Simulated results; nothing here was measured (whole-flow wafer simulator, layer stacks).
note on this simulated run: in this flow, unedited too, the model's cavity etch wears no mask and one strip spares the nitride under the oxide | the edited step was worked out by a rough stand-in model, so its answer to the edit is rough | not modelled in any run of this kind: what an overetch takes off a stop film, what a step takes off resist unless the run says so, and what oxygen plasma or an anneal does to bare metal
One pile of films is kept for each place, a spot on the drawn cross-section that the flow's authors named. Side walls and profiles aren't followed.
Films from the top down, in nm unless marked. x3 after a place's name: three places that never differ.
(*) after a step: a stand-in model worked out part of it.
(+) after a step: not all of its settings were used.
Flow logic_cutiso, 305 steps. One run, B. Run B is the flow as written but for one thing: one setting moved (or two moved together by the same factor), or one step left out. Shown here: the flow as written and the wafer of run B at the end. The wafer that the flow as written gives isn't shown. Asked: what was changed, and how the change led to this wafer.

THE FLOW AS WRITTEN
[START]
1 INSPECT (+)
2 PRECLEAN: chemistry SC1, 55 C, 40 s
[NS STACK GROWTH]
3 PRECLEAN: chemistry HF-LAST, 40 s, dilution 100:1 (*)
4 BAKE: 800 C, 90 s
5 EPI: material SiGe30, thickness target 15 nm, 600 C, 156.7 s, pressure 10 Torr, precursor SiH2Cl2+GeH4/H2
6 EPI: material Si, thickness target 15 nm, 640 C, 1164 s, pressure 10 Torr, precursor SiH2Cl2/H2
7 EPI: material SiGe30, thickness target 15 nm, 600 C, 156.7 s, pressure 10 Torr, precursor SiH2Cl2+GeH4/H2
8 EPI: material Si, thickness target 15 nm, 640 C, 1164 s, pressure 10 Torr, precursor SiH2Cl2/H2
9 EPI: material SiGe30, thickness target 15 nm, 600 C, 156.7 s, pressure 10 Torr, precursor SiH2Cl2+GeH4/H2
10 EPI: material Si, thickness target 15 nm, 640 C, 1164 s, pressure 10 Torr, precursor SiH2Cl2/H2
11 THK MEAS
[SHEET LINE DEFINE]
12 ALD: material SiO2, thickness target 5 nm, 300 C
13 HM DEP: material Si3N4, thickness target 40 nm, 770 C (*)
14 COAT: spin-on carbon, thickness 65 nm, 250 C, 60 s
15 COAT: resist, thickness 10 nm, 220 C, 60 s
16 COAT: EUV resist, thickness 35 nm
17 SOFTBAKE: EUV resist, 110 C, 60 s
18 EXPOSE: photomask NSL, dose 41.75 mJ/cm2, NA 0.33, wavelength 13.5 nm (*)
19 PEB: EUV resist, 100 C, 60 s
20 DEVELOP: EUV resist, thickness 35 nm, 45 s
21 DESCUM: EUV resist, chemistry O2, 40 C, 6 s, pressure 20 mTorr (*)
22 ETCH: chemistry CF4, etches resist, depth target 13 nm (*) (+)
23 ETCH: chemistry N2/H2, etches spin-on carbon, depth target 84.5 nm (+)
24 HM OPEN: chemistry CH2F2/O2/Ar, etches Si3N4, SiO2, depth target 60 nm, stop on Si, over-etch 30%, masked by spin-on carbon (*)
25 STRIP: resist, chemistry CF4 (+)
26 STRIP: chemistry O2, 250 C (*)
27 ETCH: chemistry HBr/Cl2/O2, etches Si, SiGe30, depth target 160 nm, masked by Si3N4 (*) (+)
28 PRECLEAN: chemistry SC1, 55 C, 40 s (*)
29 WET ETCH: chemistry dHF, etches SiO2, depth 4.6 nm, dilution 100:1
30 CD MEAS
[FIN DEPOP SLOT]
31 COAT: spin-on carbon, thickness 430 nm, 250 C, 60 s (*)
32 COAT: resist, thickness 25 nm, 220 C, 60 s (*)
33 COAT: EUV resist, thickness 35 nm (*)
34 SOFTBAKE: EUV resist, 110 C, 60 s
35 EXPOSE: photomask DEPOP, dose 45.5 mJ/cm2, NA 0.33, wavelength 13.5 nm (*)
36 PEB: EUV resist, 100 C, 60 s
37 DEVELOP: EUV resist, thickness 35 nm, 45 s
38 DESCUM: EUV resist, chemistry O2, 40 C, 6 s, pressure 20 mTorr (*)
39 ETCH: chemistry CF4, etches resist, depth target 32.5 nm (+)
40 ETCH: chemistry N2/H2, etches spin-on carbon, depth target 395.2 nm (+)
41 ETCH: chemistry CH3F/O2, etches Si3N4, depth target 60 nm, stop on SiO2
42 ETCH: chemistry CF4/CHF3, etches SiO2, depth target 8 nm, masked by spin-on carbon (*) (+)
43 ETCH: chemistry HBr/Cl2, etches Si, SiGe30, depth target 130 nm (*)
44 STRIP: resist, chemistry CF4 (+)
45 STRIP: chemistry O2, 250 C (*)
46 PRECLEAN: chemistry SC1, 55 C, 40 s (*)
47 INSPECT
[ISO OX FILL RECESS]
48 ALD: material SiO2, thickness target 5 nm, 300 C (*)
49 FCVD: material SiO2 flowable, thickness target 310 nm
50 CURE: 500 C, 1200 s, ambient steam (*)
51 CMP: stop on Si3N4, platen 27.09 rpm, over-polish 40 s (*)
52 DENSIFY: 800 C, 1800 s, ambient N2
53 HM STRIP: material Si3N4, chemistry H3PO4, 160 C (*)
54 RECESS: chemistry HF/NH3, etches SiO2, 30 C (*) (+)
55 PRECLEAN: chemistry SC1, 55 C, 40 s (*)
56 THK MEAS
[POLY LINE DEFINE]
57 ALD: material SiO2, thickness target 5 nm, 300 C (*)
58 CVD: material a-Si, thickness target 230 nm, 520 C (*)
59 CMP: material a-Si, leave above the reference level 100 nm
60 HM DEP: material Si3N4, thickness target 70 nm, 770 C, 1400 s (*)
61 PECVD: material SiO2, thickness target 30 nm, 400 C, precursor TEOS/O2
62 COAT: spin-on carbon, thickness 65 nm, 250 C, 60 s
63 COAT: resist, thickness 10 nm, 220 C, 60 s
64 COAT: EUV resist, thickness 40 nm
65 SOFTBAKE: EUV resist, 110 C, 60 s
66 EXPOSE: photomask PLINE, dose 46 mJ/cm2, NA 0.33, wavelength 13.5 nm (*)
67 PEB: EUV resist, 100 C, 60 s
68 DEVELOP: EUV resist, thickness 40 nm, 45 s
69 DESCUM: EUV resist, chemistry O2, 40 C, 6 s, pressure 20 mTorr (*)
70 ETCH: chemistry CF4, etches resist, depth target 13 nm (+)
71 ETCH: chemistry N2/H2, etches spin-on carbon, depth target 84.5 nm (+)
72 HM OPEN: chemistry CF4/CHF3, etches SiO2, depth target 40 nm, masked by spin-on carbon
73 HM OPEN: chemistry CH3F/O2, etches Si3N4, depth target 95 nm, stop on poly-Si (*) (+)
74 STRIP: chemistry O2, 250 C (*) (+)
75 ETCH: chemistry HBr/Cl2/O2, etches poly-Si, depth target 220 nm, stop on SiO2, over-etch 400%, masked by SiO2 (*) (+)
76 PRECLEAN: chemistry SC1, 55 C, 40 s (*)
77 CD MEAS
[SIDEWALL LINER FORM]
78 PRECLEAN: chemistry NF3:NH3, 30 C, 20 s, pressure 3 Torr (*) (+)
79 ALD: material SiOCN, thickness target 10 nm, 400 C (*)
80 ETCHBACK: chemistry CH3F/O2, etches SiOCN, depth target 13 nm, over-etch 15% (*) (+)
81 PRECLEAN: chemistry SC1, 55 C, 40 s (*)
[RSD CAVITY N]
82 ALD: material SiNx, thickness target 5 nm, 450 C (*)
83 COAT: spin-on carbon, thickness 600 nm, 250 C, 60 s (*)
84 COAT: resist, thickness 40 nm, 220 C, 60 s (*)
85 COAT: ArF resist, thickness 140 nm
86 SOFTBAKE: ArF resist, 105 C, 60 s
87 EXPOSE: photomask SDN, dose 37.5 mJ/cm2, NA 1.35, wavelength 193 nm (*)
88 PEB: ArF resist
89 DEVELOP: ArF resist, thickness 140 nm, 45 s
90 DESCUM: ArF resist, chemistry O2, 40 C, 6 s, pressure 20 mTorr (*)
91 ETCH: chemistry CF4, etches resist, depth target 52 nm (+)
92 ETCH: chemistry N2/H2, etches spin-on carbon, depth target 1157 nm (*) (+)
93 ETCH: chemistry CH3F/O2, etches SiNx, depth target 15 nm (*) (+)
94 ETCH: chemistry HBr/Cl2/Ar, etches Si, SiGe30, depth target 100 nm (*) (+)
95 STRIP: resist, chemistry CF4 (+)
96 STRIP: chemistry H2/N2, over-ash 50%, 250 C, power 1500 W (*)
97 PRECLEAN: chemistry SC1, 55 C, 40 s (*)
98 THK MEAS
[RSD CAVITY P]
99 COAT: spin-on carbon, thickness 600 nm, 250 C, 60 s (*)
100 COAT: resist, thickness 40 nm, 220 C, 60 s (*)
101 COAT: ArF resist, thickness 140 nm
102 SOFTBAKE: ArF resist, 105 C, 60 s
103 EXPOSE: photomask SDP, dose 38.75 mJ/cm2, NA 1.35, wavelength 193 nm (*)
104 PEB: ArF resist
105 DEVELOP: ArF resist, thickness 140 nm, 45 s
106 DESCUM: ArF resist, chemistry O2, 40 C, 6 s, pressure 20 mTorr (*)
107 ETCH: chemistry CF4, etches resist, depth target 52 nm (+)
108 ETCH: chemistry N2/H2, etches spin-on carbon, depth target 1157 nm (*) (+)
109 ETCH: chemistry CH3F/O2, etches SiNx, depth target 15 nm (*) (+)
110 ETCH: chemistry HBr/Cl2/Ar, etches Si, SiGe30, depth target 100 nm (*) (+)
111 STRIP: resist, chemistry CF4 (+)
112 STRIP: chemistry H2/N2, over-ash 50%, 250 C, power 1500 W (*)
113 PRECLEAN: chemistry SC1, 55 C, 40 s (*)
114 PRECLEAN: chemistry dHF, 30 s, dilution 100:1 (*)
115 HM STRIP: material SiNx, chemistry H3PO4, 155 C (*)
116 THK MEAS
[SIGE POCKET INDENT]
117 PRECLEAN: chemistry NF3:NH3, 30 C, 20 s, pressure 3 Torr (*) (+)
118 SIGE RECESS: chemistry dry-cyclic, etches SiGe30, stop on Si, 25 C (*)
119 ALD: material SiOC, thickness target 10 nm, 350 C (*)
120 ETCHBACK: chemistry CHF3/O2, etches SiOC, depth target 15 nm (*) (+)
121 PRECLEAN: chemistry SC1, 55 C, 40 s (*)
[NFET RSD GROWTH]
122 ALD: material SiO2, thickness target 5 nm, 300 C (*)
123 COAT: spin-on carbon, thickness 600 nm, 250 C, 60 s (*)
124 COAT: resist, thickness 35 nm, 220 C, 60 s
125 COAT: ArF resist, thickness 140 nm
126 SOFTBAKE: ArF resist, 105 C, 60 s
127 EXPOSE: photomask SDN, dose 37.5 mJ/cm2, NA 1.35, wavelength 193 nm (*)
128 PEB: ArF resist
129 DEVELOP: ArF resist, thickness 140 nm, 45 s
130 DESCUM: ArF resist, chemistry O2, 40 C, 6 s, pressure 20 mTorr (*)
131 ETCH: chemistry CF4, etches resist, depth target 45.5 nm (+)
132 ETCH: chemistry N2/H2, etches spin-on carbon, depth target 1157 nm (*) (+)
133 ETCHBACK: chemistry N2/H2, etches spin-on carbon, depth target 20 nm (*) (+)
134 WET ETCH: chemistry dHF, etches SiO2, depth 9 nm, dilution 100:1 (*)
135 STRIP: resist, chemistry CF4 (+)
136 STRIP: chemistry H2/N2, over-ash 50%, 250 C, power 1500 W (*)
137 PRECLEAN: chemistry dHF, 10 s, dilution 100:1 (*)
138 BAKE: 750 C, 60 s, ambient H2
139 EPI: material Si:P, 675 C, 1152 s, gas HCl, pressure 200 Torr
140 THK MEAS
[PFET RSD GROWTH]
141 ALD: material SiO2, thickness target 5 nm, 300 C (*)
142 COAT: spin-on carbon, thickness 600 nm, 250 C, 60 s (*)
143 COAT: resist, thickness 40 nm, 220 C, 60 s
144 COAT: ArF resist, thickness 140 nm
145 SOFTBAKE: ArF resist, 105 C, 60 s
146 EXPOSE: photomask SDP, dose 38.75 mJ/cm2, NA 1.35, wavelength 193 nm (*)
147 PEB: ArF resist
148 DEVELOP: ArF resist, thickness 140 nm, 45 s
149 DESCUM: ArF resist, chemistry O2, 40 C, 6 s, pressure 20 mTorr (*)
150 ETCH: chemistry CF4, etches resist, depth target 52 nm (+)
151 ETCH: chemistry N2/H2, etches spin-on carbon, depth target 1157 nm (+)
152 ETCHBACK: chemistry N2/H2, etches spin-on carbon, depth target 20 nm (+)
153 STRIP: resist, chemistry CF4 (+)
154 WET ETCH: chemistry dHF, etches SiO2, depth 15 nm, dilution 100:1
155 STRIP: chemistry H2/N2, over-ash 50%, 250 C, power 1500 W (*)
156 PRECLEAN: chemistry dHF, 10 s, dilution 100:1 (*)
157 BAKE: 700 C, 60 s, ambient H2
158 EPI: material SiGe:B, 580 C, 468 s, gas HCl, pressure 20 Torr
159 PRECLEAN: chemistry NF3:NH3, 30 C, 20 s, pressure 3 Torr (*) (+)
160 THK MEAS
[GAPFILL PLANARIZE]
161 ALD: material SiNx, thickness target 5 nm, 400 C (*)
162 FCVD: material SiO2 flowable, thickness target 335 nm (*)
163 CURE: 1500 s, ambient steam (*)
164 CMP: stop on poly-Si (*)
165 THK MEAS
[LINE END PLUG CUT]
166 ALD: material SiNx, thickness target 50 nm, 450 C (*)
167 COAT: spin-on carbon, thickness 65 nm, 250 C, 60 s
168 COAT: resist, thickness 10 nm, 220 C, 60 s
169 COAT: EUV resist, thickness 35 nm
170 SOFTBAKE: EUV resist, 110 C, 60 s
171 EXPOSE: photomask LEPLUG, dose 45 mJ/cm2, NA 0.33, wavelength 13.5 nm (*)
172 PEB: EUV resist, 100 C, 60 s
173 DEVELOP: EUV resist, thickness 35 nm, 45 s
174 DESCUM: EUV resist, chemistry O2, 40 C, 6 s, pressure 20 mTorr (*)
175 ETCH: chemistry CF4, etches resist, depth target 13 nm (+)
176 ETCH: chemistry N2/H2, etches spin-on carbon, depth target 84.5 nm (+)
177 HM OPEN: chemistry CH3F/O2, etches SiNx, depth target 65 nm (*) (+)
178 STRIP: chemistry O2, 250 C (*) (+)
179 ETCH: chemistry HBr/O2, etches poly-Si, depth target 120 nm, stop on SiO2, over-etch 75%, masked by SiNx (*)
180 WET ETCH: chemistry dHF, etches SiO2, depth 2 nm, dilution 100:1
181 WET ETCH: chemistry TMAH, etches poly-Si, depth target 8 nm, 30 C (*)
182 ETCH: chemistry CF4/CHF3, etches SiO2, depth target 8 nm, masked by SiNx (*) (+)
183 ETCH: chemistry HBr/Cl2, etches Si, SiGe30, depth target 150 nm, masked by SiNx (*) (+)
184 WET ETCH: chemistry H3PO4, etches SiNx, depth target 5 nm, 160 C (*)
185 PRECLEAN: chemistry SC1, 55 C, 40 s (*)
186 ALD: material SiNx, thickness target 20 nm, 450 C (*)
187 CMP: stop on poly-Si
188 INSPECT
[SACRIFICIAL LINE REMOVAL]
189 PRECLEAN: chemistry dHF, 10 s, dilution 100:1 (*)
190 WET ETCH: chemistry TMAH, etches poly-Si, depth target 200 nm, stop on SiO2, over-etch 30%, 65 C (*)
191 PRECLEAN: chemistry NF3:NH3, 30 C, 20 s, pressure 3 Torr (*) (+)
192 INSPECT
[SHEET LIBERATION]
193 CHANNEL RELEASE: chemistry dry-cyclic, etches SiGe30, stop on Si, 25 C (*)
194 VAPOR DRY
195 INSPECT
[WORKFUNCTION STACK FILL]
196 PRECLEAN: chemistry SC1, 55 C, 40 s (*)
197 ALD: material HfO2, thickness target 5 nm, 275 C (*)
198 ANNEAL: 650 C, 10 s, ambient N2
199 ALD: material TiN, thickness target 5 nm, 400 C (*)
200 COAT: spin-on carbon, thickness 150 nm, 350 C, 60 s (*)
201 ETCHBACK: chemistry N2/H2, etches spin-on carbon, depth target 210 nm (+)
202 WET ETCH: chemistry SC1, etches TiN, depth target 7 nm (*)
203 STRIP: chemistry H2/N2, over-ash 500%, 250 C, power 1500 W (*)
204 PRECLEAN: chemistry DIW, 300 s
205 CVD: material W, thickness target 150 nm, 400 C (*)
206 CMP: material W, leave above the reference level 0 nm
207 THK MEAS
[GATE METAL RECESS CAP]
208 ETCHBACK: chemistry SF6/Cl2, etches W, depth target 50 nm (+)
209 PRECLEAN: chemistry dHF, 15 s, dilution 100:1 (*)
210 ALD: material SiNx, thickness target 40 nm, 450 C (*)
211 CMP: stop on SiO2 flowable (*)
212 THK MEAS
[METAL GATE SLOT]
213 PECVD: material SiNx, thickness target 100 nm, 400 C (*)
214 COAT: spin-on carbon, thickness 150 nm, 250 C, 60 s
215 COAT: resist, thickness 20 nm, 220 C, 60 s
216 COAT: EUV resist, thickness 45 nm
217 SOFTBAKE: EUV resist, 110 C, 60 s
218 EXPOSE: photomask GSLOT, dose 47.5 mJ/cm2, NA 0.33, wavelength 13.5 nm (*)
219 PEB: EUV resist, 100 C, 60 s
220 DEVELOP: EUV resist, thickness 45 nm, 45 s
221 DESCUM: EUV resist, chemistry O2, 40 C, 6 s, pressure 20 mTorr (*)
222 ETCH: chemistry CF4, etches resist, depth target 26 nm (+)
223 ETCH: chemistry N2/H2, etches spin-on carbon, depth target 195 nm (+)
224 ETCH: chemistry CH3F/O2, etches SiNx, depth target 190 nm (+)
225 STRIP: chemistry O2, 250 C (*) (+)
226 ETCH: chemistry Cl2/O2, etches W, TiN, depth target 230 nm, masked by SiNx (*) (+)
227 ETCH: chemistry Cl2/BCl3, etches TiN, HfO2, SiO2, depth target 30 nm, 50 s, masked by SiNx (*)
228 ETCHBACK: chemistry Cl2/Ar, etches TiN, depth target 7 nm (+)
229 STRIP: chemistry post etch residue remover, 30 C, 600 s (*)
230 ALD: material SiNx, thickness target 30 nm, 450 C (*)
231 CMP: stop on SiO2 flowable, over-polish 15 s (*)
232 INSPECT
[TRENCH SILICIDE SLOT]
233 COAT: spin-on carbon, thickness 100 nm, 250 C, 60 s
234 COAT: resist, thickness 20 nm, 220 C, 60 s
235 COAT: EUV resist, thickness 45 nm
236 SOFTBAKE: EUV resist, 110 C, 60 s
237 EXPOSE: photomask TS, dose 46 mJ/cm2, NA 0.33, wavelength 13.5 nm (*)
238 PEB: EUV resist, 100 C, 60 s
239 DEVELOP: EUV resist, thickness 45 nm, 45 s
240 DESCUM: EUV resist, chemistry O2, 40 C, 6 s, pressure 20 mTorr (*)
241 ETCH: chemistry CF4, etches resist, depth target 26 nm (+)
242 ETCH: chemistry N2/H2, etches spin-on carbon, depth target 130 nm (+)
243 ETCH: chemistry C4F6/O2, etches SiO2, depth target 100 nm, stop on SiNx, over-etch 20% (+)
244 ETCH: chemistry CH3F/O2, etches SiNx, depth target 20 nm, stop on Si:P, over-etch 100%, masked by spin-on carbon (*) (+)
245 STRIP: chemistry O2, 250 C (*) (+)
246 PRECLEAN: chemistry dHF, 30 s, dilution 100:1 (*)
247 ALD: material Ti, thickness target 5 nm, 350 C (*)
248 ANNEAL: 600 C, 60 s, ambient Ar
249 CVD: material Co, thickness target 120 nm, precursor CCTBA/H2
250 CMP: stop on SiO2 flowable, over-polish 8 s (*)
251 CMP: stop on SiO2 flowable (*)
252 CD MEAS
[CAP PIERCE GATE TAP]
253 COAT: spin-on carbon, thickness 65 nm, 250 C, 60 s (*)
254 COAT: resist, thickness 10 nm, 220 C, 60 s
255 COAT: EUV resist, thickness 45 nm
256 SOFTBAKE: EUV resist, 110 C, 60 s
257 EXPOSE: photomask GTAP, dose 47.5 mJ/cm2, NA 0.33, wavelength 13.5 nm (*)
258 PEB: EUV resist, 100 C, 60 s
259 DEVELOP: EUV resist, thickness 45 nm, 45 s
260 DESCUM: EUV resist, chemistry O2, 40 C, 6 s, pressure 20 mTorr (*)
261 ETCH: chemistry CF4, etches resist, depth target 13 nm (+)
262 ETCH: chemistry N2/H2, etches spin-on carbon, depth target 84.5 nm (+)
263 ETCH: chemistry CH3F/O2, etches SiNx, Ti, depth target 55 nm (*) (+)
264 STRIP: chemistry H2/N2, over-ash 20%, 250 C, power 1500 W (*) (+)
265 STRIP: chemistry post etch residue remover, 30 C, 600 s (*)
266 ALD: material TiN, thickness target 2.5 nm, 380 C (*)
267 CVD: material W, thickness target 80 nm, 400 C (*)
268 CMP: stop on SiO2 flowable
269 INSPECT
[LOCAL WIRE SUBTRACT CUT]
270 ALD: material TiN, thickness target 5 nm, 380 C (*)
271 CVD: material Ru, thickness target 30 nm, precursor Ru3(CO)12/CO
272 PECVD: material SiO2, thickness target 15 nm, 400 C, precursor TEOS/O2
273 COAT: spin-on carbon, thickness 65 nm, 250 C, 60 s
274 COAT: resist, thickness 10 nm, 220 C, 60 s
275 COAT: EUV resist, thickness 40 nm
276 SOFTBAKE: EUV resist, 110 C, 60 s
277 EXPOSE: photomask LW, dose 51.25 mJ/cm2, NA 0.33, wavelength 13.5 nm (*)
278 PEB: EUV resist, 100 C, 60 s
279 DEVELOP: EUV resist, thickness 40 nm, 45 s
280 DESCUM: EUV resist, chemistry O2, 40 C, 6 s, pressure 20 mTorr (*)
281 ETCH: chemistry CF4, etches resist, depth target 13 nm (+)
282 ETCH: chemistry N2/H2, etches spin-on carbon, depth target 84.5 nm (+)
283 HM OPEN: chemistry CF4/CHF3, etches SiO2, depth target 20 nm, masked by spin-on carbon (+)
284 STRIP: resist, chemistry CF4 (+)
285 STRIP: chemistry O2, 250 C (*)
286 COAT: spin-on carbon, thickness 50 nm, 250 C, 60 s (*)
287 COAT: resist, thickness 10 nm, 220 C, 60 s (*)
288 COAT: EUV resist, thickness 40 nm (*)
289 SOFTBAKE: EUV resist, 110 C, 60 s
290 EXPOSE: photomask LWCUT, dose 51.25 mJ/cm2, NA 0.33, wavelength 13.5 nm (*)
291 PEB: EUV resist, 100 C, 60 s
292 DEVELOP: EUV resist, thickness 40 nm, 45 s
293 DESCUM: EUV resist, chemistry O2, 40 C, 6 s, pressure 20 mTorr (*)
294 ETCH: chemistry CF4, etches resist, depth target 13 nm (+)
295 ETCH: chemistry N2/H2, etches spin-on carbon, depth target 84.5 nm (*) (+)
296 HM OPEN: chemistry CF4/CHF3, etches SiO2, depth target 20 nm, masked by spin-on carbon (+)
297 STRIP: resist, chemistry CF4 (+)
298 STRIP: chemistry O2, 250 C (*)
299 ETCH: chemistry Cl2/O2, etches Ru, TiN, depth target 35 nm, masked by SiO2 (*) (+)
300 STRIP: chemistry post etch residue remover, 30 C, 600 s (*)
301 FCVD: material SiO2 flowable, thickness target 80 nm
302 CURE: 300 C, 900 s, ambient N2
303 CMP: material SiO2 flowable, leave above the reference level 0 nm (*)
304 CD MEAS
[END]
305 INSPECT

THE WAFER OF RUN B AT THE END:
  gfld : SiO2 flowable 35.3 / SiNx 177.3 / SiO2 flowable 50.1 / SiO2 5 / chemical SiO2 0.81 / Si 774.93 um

The cause: step 227, ETCH: depth target 18.8 nm was run, where the flow has depth target 30 nm; step 227, ETCH: 31.2 s was run, where the flow has 50 s.

How the change led to this, step by step:
  227 ETCH: chemistry Cl2/BCl3, etches TiN, HfO2, SiO2, depth target 30 nm, 50 s, masked by SiNx (*)
      depop, dpovl, gl and 18 more: SiNx -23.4 (as written it would be: SiNx -37.4)
      gfld: HfO2 -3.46 (all of it), SiO2 flowable -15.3 (as written it would be: HfO2 -3.46 (all of it), SiO2 flowable -26.5)
  231 CMP: stop on SiO2 flowable, over-polish 15 s (*)
      depop, dpovl, gfld and 10 more: SiNx -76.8 (as written it would be: SiNx -62.7)
      lnr, lnri, lnrp, lnrt: SiNx -75 (all of it), SiOCN -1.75 (as written it would be: SiNx -61 (all of it), SiOCN -1.75)
      (and at 5 more places)
